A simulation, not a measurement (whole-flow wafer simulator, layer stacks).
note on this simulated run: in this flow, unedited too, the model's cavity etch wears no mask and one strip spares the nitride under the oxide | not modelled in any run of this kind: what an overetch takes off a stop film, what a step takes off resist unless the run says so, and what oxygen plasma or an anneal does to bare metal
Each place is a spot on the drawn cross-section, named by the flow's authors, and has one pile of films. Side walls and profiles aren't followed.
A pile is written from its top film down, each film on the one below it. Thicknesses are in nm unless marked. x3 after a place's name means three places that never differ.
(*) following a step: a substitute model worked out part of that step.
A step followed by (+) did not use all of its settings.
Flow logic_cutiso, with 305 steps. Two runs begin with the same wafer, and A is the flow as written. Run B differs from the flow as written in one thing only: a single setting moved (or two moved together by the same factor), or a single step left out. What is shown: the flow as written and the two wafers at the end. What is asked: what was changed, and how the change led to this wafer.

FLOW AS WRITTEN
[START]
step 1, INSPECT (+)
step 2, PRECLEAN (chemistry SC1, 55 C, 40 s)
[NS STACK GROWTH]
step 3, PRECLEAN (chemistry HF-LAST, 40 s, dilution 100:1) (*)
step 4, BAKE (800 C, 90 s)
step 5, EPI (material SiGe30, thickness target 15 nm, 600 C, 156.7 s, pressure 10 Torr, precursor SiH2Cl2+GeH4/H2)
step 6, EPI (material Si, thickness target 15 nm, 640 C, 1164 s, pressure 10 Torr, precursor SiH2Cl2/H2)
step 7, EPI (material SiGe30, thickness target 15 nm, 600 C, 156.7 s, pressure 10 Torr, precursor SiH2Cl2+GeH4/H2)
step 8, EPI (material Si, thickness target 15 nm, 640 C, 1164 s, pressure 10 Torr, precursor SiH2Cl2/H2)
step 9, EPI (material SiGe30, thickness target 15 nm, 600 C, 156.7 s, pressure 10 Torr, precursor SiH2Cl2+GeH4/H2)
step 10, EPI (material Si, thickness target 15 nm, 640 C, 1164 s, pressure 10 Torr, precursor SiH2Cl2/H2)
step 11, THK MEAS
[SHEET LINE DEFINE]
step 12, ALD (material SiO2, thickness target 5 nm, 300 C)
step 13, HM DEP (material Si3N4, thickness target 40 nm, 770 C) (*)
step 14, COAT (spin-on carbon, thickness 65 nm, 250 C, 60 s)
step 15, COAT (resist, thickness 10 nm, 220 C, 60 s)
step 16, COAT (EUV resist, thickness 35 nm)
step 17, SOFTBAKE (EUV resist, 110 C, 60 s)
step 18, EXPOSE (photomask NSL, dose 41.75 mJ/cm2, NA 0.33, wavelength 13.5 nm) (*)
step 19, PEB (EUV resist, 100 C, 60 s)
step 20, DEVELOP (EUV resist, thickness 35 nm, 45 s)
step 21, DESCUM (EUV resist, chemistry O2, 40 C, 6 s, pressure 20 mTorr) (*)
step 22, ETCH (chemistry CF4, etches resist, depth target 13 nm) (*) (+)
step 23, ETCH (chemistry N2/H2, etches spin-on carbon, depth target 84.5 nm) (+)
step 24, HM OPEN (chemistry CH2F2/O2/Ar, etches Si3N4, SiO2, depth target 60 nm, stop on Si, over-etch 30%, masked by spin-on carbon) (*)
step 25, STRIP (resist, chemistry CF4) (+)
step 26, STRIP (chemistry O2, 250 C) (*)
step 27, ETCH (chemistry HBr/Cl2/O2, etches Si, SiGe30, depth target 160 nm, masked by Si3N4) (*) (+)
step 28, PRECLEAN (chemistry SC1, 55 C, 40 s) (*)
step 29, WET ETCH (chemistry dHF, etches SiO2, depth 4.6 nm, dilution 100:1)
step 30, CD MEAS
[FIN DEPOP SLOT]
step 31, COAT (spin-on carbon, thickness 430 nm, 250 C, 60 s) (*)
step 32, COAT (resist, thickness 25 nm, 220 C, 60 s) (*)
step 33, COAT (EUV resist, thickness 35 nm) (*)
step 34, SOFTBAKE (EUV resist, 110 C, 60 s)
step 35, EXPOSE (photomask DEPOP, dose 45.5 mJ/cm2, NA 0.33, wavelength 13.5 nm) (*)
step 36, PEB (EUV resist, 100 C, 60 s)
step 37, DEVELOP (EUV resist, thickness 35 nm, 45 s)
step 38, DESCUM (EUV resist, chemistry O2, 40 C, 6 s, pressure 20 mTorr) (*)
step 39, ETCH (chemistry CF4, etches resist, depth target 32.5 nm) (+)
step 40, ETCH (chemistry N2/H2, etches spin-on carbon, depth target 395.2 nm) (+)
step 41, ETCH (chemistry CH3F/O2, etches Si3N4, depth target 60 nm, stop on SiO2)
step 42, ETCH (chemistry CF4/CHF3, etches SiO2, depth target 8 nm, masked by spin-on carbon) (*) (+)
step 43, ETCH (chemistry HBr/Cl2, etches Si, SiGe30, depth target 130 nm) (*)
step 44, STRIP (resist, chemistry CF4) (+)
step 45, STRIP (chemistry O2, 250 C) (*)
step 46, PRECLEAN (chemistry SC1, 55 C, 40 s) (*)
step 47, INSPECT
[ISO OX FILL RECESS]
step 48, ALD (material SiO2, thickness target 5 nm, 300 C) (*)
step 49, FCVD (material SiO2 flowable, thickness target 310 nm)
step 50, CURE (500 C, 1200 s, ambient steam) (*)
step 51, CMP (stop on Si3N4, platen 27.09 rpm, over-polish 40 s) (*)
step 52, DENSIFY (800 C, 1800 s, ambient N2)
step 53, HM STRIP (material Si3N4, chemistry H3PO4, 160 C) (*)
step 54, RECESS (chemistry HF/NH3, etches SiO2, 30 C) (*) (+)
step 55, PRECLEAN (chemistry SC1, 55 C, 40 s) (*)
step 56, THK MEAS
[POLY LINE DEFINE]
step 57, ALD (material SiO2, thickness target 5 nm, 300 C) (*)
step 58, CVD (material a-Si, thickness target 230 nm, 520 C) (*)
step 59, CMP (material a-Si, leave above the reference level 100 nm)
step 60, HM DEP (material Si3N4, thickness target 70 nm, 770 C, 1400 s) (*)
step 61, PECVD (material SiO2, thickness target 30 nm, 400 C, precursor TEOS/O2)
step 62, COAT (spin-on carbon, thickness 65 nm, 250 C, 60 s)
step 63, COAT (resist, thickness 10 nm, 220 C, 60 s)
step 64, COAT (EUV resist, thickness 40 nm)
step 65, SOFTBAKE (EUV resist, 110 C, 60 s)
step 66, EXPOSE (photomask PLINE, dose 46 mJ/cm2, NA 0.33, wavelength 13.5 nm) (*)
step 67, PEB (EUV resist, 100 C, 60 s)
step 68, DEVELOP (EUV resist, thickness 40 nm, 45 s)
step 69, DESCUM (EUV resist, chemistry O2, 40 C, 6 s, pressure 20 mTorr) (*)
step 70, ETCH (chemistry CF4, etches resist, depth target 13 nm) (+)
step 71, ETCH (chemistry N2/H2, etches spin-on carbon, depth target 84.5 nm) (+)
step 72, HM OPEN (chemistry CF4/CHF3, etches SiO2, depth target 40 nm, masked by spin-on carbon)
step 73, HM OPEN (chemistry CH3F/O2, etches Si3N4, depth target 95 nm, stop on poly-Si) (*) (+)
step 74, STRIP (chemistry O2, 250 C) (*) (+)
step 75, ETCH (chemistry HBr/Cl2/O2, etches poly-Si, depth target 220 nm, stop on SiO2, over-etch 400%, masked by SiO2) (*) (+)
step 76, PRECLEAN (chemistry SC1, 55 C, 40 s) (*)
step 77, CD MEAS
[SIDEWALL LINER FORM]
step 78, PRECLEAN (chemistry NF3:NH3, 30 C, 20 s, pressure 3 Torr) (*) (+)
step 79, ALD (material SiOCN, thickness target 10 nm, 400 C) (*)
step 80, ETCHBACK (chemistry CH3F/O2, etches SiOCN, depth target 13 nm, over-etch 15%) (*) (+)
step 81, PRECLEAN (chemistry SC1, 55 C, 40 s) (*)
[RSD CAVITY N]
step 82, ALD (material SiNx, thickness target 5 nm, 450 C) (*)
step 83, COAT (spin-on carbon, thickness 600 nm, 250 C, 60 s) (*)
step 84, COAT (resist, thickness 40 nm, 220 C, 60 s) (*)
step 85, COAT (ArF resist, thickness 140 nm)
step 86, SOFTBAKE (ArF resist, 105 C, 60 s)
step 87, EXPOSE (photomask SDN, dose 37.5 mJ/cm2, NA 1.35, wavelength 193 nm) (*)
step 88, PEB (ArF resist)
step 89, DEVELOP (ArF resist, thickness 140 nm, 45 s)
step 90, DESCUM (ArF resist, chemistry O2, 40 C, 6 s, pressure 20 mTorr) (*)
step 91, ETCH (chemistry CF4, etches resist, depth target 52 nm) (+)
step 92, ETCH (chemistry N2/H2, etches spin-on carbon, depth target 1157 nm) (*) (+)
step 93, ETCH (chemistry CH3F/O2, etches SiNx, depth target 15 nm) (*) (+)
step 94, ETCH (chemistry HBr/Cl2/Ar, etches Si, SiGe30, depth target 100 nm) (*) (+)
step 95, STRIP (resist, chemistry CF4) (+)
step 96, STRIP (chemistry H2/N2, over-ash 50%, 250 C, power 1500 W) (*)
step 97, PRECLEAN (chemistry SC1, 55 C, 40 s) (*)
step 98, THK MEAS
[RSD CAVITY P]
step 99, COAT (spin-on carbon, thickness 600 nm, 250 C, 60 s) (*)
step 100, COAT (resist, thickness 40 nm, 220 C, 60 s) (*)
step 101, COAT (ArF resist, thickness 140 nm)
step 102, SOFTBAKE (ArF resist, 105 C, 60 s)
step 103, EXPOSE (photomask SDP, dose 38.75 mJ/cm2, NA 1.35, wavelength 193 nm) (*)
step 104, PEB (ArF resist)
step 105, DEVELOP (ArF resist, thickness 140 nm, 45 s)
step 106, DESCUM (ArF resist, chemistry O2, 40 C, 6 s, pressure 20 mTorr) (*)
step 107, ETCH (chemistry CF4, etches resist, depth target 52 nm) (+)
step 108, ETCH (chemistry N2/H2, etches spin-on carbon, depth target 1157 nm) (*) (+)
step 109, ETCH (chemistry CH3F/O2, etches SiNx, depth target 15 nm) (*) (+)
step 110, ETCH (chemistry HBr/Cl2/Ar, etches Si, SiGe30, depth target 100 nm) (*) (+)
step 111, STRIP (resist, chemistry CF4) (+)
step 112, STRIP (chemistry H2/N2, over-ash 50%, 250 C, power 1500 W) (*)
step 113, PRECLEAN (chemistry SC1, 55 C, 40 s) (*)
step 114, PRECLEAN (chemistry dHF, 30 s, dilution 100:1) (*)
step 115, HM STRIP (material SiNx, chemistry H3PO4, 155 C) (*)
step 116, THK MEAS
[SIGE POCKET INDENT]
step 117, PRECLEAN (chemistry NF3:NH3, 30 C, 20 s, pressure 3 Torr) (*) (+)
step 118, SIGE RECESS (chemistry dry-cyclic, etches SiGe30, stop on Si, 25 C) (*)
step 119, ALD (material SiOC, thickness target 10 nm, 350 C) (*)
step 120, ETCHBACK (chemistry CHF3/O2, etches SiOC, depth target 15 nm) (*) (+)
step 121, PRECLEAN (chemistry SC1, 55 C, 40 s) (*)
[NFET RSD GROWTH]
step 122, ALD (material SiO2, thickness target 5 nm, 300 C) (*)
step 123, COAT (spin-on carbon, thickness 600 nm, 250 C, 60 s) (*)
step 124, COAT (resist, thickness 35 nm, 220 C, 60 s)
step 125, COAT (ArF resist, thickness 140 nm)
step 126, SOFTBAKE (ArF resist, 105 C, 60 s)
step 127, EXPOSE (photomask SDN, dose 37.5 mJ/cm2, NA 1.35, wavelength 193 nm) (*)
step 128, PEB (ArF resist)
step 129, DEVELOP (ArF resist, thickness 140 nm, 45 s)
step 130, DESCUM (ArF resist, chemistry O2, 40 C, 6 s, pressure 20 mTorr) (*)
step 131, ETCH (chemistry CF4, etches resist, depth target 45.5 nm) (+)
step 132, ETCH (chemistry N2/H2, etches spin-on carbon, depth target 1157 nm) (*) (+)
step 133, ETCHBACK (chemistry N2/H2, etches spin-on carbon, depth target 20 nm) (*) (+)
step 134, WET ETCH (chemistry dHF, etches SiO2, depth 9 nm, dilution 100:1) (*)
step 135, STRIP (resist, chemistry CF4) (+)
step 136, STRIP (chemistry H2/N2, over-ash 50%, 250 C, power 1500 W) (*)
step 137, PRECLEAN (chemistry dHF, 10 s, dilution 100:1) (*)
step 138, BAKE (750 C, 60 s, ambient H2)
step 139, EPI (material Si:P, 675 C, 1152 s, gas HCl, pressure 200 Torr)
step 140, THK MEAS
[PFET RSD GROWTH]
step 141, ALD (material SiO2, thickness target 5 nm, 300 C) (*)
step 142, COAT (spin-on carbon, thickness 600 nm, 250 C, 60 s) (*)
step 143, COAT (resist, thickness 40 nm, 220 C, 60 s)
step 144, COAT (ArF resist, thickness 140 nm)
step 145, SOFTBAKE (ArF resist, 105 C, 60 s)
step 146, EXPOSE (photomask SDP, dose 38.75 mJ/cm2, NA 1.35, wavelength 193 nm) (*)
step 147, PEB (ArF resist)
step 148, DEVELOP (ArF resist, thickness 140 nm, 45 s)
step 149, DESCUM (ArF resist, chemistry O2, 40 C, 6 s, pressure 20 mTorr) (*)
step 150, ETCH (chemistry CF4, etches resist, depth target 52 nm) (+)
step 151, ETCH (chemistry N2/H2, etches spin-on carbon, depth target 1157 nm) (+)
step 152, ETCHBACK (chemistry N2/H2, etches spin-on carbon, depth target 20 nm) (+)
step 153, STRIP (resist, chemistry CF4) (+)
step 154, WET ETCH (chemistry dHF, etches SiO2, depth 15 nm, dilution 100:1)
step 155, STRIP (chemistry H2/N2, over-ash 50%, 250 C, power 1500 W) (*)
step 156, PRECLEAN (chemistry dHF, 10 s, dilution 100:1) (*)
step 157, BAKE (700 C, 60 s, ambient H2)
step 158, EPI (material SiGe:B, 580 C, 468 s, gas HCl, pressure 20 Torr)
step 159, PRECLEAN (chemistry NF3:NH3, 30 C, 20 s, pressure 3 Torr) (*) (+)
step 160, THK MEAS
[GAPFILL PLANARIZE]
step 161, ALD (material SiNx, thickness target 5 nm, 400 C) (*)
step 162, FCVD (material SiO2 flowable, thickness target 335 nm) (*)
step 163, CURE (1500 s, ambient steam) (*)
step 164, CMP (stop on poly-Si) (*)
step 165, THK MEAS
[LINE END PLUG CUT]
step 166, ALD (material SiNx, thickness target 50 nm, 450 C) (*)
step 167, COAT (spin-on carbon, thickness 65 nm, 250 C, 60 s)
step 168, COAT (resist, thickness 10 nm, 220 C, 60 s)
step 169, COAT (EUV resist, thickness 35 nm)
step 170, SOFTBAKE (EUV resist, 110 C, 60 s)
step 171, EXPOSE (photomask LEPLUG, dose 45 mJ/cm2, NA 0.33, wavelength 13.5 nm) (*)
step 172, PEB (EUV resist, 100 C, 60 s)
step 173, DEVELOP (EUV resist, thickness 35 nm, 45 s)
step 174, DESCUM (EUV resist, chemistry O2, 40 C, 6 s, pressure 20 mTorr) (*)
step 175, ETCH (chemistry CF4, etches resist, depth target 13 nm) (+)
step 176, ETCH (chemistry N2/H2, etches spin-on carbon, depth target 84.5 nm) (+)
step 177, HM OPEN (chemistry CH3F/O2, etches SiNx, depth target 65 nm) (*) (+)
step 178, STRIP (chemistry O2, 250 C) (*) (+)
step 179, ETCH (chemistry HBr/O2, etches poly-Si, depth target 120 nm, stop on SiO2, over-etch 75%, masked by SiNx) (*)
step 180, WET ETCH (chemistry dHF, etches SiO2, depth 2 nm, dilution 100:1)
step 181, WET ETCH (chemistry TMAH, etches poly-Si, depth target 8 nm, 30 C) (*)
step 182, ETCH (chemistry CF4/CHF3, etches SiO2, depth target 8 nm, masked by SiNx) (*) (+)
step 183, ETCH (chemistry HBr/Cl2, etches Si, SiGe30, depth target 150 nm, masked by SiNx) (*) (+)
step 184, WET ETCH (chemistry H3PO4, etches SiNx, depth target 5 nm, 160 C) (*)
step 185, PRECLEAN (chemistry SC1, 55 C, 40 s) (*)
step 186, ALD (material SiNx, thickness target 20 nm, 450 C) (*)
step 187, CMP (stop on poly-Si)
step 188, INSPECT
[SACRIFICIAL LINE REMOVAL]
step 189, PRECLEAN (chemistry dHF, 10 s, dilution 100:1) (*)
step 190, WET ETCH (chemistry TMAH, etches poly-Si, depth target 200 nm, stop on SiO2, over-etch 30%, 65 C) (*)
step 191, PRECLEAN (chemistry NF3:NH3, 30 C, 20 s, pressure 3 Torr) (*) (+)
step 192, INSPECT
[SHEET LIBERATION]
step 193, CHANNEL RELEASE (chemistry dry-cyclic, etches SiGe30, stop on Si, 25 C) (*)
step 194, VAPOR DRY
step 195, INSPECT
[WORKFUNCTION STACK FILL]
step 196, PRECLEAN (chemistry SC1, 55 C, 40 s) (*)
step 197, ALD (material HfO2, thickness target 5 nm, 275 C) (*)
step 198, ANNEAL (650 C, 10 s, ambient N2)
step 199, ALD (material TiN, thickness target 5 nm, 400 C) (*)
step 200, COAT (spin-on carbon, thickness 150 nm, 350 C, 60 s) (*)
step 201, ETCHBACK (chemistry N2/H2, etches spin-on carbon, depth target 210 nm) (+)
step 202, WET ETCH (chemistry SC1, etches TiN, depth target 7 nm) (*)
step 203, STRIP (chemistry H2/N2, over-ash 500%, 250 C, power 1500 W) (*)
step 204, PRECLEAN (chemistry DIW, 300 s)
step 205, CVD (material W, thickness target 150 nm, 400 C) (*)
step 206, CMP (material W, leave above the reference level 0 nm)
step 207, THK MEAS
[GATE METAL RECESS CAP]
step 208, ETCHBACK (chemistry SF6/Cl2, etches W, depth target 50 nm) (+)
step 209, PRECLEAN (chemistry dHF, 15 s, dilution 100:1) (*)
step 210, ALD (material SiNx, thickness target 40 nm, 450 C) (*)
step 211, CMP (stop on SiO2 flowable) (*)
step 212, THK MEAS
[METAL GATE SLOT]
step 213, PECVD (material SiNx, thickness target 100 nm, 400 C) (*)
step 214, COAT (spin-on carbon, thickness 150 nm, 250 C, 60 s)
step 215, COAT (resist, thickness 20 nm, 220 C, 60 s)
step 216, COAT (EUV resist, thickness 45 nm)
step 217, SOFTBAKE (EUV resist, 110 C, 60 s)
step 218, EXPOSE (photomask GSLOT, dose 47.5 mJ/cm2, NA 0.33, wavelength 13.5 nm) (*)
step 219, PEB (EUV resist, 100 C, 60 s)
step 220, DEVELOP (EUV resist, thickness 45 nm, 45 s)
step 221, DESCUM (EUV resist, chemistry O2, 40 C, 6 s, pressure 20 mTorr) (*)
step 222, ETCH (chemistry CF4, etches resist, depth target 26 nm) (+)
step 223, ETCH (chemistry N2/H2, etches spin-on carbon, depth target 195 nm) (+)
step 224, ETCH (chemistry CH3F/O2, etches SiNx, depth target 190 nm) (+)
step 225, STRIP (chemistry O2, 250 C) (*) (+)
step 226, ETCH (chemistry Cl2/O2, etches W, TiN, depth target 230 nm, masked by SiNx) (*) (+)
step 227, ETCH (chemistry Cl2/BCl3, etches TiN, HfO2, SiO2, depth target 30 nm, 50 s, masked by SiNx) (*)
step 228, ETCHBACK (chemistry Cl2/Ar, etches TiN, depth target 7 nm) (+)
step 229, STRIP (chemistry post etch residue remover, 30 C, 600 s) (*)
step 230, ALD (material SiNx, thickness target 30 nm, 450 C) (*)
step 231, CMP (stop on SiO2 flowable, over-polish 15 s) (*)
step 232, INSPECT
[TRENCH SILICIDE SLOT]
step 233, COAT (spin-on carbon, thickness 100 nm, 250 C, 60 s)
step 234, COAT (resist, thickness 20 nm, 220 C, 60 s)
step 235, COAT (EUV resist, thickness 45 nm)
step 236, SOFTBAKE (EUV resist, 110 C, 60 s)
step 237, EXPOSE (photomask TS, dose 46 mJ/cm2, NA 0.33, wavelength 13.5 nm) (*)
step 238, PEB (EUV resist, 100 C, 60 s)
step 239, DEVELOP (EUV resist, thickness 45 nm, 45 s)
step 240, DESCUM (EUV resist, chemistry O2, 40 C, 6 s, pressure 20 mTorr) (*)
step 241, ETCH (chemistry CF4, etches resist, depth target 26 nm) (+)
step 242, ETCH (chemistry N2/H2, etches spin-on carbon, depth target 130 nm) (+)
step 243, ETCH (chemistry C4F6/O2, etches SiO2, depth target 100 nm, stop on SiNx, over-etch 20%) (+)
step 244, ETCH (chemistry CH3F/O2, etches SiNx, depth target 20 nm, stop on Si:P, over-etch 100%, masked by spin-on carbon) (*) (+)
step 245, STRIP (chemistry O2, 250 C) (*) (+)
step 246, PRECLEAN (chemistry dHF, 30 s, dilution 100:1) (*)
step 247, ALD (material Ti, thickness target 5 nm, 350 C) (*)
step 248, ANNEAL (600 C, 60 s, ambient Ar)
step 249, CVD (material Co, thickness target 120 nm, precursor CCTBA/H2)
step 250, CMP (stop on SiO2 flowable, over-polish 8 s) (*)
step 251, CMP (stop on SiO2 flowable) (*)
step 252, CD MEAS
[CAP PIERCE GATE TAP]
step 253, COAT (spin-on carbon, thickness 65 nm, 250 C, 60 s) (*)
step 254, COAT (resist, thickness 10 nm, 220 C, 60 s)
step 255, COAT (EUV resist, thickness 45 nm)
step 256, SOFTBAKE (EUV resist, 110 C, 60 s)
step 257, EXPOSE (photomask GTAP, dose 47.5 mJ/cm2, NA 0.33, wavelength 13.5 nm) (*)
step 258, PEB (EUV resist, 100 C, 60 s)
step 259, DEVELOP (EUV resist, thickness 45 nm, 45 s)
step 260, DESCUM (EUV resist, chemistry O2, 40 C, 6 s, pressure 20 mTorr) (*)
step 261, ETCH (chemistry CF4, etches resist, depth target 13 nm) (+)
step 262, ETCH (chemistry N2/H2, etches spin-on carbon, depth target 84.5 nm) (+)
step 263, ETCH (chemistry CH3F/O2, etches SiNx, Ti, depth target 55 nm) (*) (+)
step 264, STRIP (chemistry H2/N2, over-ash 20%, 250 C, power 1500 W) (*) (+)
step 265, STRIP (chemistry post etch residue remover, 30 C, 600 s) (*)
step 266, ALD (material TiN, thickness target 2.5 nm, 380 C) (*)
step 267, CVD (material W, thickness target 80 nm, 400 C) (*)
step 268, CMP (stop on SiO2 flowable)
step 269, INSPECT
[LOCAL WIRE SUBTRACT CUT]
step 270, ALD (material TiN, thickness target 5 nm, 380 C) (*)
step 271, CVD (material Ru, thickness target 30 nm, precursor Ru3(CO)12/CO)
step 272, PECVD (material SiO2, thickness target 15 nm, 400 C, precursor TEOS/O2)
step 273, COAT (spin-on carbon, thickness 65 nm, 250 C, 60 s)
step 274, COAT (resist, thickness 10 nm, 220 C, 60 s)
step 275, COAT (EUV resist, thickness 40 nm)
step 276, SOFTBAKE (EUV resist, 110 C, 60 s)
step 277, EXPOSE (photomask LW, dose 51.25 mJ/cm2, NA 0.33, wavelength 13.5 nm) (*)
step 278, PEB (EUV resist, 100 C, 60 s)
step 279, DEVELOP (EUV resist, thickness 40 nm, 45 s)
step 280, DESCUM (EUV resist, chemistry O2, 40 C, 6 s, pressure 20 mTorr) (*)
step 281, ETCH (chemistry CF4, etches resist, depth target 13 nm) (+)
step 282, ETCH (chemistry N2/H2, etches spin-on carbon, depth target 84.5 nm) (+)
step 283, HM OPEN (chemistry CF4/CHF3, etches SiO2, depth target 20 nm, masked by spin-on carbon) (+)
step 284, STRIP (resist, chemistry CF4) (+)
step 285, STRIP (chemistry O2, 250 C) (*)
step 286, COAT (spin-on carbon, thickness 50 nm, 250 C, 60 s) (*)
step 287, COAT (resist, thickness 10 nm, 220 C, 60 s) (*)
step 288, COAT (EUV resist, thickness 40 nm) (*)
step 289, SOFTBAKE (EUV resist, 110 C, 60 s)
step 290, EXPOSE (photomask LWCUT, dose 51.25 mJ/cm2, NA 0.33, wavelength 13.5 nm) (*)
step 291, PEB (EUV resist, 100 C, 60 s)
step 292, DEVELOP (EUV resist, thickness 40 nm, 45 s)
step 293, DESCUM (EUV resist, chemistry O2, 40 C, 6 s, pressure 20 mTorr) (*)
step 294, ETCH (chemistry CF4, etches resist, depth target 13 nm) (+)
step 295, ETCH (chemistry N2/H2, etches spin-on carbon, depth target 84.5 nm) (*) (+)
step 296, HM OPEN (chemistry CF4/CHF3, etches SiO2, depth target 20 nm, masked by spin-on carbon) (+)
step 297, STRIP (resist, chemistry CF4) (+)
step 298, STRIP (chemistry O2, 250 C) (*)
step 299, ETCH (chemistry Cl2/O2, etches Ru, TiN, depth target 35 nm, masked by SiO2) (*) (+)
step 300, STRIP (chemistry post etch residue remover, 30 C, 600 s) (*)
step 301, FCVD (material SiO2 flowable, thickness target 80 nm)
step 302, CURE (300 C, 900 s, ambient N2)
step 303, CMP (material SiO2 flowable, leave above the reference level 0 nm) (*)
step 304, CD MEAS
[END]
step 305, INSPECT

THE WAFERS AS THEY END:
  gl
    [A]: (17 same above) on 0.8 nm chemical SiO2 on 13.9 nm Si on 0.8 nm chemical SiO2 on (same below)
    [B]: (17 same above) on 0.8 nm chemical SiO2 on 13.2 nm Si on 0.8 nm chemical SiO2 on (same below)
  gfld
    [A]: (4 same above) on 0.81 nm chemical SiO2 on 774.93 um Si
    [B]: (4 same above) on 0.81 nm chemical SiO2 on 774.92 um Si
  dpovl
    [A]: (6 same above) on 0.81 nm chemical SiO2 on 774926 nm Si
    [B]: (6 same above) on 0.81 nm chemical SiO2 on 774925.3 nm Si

Cause: step 6, EPI: thickness target 14.2 nm was run, while the flow as written has thickness target 15 nm; step 6, EPI: 1106 s was run, where the flow has 1164 s.

Step by step, how the change led to this:
  step 6, EPI (material Si, thickness target 15 nm, 640 C, 1164 s, pressure 10 Torr, precursor SiH2Cl2/H2)
      depop, dpovl, gfld and 19 more: A Si gains 15 (new film) | B Si gains 14.3 (new film)
  step 27, ETCH (chemistry HBr/Cl2/O2, etches Si, SiGe30, depth target 160 nm, masked by Si3N4) (*) (+)
      gfld, gxf, iso, lnri: A chemical SiO2 loses 0.79 (all of it), Si loses 11.4 (all of it), SiGe30 loses 15 (all of it), Si loses 15 (all of it), SiGe30 loses 15 (all of it), Si loses 15 (all of it), SiGe30 loses 15 (all of it), Si loses 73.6 | B chemical SiO2 loses 0.79 (all of it), Si loses 11.4 (all of it), SiGe30 loses 15 (all of it), Si loses 15 (all of it), SiGe30 loses 15 (all of it), Si loses 14.3 (all of it), SiGe30 loses 15 (all of it), Si loses 74.4
      dpovl, nsgap: A chemical SiO2 loses 0.79 (all of it), Si loses 11.8 (all of it), SiGe30 loses 15 (all of it), Si loses 15 (all of it), SiGe30 loses 15 (all of it), Si loses 15 (all of it), SiGe30 loses 15 (all of it), Si loses 73.2 | B chemical SiO2 loses 0.79 (all of it), Si loses 11.8 (all of it), SiGe30 loses 15 (all of it), Si loses 15 (all of it), SiGe30 loses 15 (all of it), Si loses 14.3 (all of it), SiGe30 loses 15 (all of it), Si loses 74
      (and at 1 other place as well)
  step 43, ETCH (chemistry HBr/Cl2, etches Si, SiGe30, depth target 130 nm) (*)
      depop: A Si loses 14 (all of it), SiGe30 loses 15 (all of it), Si loses 15 (all of it), SiGe30 loses 15 (all of it), Si loses 15 (all of it), SiGe30 loses 15 (all of it), Si loses 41 | B Si loses 14 (all of it), SiGe30 loses 15 (all of it), Si loses 15 (all of it), SiGe30 loses 15 (all of it), Si loses 14.3 (all of it), SiGe30 loses 15 (all of it), Si loses 41.7
  step 94, ETCH (chemistry HBr/Cl2/Ar, etches Si, SiGe30, depth target 100 nm) (*) (+)
      rsdn, rsdx: A chemical SiO2 loses 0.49 (all of it), Si loses 12.8 (all of it), SiGe30 loses 15 (all of it), Si loses 15 (all of it), SiGe30 loses 15 (all of it), Si loses 15 (all of it), SiGe30 loses 15 (all of it), Si loses 12.2 | B chemical SiO2 loses 0.49 (all of it), Si loses 12.8 (all of it), SiGe30 loses 15 (all of it), Si loses 15 (all of it), SiGe30 loses 15 (all of it), Si loses 14.3 (all of it), SiGe30 loses 15 (all of it), Si loses 12.9
  step 110, ETCH (chemistry HBr/Cl2/Ar, etches Si, SiGe30, depth target 100 nm) (*) (+)
      rsdp, rsdw: A chemical SiO2 loses 0.49 (all of it), Si loses 12.8 (all of it), SiGe30 loses 15 (all of it), Si loses 15 (all of it), SiGe30 loses 15 (all of it), Si loses 15 (all of it), SiGe30 loses 15 (all of it), Si loses 12.2 | B chemical SiO2 loses 0.49 (all of it), Si loses 12.8 (all of it), SiGe30 loses 15 (all of it), Si loses 15 (all of it), SiGe30 loses 15 (all of it), Si loses 14.3 (all of it), SiGe30 loses 15 (all of it), Si loses 12.9
  step 183, ETCH (chemistry HBr/Cl2, etches Si, SiGe30, depth target 150 nm, masked by SiNx) (*) (+)
      plug: A Si loses 13.6 (all of it), SiGe30 loses 15 (all of it), Si loses 15 (all of it), SiGe30 loses 15 (all of it), Si loses 15 (all of it), SiGe30 loses 15 (all of it), Si loses 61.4 | B Si loses 13.6 (all of it), SiGe30 loses 15 (all of it), Si loses 15 (all of it), SiGe30 loses 15 (all of it), Si loses 14.3 (all of it), SiGe30 loses 15 (all of it), Si loses 62.2
